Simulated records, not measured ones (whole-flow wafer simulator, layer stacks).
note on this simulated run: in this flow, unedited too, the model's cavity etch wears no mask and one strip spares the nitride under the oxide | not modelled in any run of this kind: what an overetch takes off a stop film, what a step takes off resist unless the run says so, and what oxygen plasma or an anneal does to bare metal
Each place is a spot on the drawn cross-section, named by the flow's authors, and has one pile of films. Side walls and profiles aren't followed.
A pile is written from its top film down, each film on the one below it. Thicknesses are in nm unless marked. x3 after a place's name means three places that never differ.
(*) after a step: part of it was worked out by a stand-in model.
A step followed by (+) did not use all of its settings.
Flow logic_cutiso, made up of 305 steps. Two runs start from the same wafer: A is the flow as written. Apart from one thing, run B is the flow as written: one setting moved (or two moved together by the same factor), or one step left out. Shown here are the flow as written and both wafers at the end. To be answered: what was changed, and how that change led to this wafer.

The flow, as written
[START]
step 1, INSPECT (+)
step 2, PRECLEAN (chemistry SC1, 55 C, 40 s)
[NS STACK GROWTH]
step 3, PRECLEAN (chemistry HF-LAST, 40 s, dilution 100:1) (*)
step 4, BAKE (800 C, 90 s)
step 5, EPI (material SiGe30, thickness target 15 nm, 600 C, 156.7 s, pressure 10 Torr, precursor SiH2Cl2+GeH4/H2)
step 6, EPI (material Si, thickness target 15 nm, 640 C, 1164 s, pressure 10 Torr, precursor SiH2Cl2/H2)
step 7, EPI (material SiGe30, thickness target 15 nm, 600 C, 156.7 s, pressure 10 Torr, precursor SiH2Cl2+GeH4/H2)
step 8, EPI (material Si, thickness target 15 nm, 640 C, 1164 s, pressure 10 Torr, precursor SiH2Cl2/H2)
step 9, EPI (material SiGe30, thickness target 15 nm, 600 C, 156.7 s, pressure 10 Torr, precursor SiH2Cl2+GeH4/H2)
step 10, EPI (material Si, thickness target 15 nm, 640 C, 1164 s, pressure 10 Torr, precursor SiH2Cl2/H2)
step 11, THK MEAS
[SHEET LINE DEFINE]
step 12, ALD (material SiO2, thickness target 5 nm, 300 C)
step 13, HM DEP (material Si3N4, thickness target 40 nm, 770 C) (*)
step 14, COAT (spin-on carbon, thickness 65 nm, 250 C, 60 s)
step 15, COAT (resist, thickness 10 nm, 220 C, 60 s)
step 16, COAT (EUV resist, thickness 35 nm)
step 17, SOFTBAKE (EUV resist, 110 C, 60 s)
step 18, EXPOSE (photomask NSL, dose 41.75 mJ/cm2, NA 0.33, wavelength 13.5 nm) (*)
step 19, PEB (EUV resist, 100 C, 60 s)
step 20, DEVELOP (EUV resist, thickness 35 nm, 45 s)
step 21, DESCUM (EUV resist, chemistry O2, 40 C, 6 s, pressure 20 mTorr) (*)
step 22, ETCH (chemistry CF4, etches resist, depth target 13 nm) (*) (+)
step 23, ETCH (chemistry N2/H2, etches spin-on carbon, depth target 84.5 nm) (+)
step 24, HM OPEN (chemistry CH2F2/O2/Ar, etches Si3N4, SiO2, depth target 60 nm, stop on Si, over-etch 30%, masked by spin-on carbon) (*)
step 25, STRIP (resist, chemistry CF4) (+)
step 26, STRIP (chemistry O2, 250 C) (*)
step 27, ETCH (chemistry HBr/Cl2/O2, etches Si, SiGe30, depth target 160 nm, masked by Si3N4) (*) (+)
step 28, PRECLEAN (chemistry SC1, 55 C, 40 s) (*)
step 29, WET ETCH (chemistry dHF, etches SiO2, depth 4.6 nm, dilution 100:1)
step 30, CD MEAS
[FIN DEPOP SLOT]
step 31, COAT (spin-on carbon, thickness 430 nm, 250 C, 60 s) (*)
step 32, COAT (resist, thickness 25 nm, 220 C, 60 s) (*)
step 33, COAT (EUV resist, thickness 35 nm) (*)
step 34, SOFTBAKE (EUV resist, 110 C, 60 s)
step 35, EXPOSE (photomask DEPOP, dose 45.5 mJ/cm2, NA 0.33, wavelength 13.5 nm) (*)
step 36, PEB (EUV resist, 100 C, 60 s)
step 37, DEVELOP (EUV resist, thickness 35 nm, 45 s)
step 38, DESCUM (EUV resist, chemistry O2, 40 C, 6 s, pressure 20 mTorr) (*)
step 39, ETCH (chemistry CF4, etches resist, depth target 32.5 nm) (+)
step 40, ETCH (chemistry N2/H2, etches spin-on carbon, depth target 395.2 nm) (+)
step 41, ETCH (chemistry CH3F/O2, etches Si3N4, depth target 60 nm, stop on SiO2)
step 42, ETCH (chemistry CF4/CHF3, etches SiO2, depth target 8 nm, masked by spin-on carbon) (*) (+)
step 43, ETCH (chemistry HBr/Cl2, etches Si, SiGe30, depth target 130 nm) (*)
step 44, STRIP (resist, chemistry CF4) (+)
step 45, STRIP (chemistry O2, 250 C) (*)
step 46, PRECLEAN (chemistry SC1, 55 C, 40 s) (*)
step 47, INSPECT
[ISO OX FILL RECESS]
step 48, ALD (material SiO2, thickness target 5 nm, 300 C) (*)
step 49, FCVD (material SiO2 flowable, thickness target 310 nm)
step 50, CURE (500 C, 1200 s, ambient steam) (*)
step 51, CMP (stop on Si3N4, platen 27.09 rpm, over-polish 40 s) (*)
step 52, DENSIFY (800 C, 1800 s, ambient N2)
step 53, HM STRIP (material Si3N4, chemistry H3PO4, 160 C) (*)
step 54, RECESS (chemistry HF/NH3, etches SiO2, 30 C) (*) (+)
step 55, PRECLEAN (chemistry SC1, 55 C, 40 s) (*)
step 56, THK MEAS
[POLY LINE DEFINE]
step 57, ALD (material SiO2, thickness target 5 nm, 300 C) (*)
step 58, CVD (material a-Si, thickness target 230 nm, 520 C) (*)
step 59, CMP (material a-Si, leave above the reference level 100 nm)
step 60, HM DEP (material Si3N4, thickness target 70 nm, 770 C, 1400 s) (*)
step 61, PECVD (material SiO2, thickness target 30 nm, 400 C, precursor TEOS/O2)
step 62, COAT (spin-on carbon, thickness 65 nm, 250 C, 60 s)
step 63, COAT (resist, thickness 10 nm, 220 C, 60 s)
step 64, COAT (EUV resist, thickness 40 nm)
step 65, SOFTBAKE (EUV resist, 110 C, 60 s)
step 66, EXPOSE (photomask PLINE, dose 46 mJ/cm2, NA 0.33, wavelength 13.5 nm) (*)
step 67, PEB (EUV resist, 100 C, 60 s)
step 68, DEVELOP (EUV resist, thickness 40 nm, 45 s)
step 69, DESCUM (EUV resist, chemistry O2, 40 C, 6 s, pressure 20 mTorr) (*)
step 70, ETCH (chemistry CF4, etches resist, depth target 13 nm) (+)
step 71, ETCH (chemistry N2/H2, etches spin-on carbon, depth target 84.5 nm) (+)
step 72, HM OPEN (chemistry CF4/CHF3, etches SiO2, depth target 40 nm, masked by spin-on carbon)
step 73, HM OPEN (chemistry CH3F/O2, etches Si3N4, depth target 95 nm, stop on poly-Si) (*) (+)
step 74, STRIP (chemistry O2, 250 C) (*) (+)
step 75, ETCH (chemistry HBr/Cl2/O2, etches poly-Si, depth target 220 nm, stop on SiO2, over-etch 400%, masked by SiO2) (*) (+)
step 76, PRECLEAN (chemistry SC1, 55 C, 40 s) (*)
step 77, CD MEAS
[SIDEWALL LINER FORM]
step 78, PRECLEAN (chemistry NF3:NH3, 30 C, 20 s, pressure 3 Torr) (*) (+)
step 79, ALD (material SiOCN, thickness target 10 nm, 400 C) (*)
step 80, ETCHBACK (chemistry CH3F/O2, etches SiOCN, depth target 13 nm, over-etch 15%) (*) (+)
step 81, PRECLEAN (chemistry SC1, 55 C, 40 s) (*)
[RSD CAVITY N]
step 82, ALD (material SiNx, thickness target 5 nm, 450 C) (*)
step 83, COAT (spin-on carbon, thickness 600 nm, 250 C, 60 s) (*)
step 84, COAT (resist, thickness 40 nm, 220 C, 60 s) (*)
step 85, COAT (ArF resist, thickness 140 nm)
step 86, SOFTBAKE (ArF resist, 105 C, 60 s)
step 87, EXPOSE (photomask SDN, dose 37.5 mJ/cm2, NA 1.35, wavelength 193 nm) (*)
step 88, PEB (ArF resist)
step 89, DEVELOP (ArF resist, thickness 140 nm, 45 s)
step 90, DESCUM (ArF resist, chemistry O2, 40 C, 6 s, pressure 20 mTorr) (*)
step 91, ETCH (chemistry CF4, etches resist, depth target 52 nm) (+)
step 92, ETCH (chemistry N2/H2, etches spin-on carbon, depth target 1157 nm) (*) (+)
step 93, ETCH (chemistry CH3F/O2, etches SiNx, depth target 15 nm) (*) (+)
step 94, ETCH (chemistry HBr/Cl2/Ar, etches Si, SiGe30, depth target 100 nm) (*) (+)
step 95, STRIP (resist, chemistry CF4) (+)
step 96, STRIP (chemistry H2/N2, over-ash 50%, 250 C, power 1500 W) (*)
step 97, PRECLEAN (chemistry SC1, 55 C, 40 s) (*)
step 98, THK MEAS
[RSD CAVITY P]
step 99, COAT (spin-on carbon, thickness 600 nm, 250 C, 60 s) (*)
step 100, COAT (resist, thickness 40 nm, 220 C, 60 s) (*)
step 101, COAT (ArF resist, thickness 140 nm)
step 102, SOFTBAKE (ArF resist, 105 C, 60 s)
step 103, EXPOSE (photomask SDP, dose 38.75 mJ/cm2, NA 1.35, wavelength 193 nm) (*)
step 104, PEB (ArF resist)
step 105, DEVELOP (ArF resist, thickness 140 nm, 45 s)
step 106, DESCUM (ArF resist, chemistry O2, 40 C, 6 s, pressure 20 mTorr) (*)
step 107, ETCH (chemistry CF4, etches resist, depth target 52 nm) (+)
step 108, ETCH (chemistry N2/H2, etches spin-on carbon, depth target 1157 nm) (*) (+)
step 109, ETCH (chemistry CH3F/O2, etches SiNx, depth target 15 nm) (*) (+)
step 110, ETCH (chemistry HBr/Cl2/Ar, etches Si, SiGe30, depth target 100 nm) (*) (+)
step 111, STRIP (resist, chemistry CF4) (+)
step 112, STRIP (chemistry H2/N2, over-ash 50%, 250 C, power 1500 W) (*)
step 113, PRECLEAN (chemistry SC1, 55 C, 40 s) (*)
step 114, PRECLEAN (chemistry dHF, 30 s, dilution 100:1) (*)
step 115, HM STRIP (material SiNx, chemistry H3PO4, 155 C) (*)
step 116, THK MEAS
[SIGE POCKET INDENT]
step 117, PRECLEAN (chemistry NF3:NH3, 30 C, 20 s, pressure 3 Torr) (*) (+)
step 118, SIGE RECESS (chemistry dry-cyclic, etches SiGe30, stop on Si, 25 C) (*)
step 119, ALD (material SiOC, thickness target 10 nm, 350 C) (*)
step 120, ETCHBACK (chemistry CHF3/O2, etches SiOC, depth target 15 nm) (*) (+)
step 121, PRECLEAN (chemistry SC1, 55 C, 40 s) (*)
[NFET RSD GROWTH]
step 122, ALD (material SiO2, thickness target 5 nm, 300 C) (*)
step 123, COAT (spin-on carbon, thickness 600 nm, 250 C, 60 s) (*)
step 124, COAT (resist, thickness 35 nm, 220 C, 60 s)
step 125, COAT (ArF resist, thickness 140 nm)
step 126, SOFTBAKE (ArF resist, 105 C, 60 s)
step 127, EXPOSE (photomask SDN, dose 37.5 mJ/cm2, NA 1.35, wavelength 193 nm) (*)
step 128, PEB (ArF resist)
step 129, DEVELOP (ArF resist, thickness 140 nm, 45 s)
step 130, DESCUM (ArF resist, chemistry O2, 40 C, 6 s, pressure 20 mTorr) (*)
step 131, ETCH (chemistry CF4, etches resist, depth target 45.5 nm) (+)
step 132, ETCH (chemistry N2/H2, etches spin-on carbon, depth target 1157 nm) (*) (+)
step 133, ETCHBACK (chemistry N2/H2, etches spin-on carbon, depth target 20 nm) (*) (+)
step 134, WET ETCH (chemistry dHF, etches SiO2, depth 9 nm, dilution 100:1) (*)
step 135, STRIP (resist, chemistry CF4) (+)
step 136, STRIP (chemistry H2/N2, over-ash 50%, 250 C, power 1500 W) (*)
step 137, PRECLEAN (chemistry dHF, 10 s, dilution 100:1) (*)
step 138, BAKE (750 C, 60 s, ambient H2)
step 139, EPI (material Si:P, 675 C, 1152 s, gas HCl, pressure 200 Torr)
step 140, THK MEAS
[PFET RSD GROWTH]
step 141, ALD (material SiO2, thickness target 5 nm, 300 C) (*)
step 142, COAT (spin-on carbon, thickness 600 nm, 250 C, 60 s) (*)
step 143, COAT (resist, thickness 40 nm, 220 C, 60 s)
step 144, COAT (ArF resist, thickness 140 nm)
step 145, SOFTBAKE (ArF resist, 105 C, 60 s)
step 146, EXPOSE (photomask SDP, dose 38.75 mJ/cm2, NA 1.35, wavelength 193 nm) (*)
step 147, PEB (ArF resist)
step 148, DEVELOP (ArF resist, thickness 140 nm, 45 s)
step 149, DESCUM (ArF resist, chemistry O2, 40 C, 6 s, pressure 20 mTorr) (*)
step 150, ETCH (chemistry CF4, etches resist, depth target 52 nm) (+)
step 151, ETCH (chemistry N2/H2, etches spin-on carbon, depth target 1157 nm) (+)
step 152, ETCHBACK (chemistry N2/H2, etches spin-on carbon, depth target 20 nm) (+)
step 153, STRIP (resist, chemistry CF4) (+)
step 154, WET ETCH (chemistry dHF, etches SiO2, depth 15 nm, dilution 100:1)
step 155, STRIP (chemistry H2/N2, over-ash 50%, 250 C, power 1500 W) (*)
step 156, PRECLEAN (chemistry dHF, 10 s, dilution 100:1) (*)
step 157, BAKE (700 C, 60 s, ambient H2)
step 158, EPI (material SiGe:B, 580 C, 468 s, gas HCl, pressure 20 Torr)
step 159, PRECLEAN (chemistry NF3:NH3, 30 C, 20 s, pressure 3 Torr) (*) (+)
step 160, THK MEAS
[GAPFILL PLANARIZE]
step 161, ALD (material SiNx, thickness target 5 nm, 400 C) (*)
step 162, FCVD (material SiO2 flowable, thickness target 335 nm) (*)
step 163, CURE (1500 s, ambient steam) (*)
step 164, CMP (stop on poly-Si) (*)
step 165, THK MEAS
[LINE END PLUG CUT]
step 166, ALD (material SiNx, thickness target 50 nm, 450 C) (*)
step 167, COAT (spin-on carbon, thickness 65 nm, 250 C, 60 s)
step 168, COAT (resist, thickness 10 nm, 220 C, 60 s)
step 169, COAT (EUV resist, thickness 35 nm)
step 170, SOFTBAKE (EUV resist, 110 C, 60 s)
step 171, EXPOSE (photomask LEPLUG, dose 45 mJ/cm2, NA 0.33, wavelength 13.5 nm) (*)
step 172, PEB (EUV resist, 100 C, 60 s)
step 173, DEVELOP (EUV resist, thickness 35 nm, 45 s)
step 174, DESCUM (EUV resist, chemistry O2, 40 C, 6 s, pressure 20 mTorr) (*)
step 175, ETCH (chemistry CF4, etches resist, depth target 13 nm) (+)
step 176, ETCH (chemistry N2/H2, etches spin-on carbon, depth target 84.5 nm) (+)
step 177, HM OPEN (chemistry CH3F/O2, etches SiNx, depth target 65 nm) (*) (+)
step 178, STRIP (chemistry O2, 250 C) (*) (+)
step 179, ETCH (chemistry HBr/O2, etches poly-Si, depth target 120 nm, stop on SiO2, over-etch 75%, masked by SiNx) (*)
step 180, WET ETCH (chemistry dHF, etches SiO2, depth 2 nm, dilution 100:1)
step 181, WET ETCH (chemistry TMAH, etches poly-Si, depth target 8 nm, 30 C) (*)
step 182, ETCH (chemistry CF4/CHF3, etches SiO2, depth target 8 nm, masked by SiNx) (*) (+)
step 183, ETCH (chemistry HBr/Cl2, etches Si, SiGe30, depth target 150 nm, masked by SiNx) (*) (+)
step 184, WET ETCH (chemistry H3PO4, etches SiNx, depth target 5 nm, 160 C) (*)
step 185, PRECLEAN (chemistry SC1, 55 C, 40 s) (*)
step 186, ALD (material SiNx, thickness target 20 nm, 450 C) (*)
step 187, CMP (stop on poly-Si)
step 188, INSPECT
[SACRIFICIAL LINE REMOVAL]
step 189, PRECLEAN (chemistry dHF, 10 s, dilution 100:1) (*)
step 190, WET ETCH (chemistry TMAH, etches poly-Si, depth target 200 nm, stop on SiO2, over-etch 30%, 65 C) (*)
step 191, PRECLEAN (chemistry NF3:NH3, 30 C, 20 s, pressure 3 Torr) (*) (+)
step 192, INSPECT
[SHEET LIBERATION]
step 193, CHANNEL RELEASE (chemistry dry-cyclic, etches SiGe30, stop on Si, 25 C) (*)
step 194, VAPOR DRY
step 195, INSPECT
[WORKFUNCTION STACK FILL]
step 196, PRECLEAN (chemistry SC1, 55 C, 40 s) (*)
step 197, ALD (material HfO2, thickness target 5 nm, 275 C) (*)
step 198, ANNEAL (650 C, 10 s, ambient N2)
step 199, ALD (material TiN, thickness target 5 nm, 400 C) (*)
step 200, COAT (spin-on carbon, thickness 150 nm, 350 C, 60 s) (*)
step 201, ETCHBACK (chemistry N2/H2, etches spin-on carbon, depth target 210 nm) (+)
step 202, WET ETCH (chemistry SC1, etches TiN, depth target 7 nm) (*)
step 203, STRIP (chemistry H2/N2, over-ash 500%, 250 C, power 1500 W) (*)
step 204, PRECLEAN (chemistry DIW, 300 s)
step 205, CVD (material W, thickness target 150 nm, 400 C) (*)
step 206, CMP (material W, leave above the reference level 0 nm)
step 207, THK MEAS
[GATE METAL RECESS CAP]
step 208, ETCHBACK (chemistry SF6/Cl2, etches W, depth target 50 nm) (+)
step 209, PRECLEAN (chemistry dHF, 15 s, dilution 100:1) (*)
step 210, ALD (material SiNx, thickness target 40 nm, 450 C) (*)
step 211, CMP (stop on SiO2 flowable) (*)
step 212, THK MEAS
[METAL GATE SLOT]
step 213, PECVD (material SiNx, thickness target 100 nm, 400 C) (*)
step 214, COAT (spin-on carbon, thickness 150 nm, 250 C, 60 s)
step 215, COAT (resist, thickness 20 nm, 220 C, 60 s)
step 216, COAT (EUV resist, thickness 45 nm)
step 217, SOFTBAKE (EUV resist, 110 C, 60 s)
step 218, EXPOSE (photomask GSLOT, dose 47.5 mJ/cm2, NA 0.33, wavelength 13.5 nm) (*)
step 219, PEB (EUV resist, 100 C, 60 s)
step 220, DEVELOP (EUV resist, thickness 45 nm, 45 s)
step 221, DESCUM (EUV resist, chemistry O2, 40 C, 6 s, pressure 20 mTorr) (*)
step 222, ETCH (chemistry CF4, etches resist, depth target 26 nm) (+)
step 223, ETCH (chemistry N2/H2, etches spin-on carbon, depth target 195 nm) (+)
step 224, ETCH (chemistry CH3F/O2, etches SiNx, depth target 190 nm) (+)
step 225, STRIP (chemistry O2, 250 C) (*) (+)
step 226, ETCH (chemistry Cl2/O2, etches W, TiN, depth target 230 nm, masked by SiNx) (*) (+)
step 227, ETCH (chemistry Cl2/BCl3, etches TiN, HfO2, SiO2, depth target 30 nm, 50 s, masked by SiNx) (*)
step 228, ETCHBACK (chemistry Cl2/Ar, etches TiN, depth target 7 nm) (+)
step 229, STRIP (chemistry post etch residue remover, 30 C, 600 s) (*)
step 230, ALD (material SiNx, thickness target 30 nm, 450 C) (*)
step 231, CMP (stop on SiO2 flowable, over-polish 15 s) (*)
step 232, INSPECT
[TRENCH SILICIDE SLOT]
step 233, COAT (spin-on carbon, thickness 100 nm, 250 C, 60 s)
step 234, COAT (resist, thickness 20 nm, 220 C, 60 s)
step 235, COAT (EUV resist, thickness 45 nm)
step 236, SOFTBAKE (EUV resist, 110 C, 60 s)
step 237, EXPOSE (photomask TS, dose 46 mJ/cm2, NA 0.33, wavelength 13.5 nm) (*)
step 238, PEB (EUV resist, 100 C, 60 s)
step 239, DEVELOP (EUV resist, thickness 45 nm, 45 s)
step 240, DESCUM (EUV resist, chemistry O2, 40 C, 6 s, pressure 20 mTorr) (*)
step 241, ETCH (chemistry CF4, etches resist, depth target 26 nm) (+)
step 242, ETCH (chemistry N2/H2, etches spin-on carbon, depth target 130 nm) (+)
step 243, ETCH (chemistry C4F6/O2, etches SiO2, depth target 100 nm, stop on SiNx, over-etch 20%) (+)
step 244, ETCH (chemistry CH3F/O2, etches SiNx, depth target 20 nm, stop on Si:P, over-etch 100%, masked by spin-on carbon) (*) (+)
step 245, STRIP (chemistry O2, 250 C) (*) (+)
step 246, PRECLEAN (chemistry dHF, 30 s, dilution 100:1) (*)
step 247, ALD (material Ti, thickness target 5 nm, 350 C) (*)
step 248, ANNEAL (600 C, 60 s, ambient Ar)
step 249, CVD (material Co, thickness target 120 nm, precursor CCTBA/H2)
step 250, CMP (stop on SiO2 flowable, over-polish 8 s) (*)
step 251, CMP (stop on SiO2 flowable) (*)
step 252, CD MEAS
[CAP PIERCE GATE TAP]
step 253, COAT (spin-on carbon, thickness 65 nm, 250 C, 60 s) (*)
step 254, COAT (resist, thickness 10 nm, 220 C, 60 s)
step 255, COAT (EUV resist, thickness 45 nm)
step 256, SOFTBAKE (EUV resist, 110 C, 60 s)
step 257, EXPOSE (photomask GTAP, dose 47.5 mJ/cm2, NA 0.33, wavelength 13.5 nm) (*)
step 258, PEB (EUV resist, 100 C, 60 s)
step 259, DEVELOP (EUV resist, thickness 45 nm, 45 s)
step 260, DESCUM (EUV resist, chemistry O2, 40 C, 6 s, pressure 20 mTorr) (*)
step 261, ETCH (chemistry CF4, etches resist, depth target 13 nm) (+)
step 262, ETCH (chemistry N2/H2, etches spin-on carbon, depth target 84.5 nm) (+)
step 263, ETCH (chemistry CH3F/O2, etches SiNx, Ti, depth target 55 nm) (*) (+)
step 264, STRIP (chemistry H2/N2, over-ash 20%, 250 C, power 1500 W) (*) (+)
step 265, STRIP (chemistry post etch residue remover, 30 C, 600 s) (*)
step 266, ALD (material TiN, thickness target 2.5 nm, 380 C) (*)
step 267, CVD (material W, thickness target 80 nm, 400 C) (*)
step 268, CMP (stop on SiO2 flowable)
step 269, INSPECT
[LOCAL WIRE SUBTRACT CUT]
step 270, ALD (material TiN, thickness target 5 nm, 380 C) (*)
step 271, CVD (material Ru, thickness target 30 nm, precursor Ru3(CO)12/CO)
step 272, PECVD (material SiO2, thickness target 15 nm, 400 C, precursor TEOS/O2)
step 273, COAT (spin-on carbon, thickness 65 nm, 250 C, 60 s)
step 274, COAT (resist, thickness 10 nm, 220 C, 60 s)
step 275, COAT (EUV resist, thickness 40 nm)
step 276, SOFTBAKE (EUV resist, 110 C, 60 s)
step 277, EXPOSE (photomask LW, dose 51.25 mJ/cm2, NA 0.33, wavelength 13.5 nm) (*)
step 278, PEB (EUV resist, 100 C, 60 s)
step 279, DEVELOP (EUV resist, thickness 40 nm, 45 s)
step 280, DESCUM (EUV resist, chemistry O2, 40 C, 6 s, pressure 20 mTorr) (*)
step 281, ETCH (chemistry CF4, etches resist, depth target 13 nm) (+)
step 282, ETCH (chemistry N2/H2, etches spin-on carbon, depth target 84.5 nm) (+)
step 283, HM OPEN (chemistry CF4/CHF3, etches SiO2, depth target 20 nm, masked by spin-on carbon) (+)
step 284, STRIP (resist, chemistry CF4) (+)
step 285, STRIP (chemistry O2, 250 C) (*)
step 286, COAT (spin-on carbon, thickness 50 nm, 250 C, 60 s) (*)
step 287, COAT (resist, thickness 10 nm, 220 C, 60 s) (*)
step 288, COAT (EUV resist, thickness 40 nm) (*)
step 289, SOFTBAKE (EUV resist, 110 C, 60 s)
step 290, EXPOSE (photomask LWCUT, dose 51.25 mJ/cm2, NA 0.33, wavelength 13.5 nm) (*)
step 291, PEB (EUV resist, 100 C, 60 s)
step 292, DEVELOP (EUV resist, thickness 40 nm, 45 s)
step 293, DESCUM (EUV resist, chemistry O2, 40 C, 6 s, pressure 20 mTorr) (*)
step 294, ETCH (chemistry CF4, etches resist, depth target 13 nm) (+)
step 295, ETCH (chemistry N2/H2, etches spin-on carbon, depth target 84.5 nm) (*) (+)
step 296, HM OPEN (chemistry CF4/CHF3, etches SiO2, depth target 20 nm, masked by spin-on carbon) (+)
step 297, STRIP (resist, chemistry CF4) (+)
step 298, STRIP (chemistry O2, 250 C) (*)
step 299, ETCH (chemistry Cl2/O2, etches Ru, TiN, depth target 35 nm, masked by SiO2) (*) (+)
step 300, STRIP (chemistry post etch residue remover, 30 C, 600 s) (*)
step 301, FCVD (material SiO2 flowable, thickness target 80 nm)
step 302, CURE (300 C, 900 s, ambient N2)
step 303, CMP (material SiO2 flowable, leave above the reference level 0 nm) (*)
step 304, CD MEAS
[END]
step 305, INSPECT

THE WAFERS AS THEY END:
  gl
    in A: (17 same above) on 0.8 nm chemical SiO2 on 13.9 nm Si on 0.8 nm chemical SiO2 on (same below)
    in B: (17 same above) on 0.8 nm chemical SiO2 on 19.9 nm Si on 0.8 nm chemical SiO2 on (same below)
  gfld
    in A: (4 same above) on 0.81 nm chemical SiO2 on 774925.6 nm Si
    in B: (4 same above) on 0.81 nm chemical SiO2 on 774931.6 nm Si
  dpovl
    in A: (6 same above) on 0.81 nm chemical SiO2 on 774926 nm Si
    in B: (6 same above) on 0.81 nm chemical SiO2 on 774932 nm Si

The reason: step 6, EPI: thickness target 21 nm was run, while the flow as written has thickness target 15 nm; step 6, EPI: 1630 s was run, where the flow has 1164 s.

Step by step, how the change led to this:
  step 6, EPI (material Si, thickness target 15 nm, 640 C, 1164 s, pressure 10 Torr, precursor SiH2Cl2/H2)
      depop, dpovl, gfld and 19 more: A +15 Si (new film) | B +21 Si (new film)
  step 27, ETCH (chemistry HBr/Cl2/O2, etches Si, SiGe30, depth target 160 nm, masked by Si3N4) (*) (+)
      gfld, gxf, iso, lnri: A -0.79 chemical SiO2 (all of it), -11.4 Si (all of it), -15 SiGe30 (all of it), -15 Si (all of it), -15 SiGe30 (all of it), -15 Si (all of it), -15 SiGe30 (all of it), -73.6 Si | B -0.79 chemical SiO2 (all of it), -11.4 Si (all of it), -15 SiGe30 (all of it), -15 Si (all of it), -15 SiGe30 (all of it), -21 Si (all of it), -15 SiGe30 (all of it), -67.6 Si
      dpovl, nsgap: A -0.79 chemical SiO2 (all of it), -11.8 Si (all of it), -15 SiGe30 (all of it), -15 Si (all of it), -15 SiGe30 (all of it), -15 Si (all of it), -15 SiGe30 (all of it), -73.2 Si | B -0.79 chemical SiO2 (all of it), -11.8 Si (all of it), -15 SiGe30 (all of it), -15 Si (all of it), -15 SiGe30 (all of it), -21 Si (all of it), -15 SiGe30 (all of it), -67.2 Si
      (as well as at 1 more place)
  step 43, ETCH (chemistry HBr/Cl2, etches Si, SiGe30, depth target 130 nm) (*)
      depop: A -14 Si (all of it), -15 SiGe30 (all of it), -15 Si (all of it), -15 SiGe30 (all of it), -15 Si (all of it), -15 SiGe30 (all of it), -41 Si | B -14 Si (all of it), -15 SiGe30 (all of it), -15 Si (all of it), -15 SiGe30 (all of it), -21 Si (all of it), -15 SiGe30 (all of it), -35 Si
  step 94, ETCH (chemistry HBr/Cl2/Ar, etches Si, SiGe30, depth target 100 nm) (*) (+)
      rsdn, rsdx: A -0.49 chemical SiO2 (all of it), -12.8 Si (all of it), -15 SiGe30 (all of it), -15 Si (all of it), -15 SiGe30 (all of it), -15 Si (all of it), -15 SiGe30 (all of it), -12.2 Si | B -0.49 chemical SiO2 (all of it), -12.8 Si (all of it), -15 SiGe30 (all of it), -15 Si (all of it), -15 SiGe30 (all of it), -21 Si (all of it), -15 SiGe30 (all of it), -6.16 Si
  step 110, ETCH (chemistry HBr/Cl2/Ar, etches Si, SiGe30, depth target 100 nm) (*) (+)
      rsdp, rsdw: A -0.49 chemical SiO2 (all of it), -12.8 Si (all of it), -15 SiGe30 (all of it), -15 Si (all of it), -15 SiGe30 (all of it), -15 Si (all of it), -15 SiGe30 (all of it), -12.2 Si | B -0.49 chemical SiO2 (all of it), -12.8 Si (all of it), -15 SiGe30 (all of it), -15 Si (all of it), -15 SiGe30 (all of it), -21 Si (all of it), -15 SiGe30 (all of it), -6.16 Si
  step 183, ETCH (chemistry HBr/Cl2, etches Si, SiGe30, depth target 150 nm, masked by SiNx) (*) (+)
      plug: A -13.6 Si (all of it), -15 SiGe30 (all of it), -15 Si (all of it), -15 SiGe30 (all of it), -15 Si (all of it), -15 SiGe30 (all of it), -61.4 Si | B -13.6 Si (all of it), -15 SiGe30 (all of it), -15 Si (all of it), -15 SiGe30 (all of it), -21 Si (all of it), -15 SiGe30 (all of it), -55.4 Si
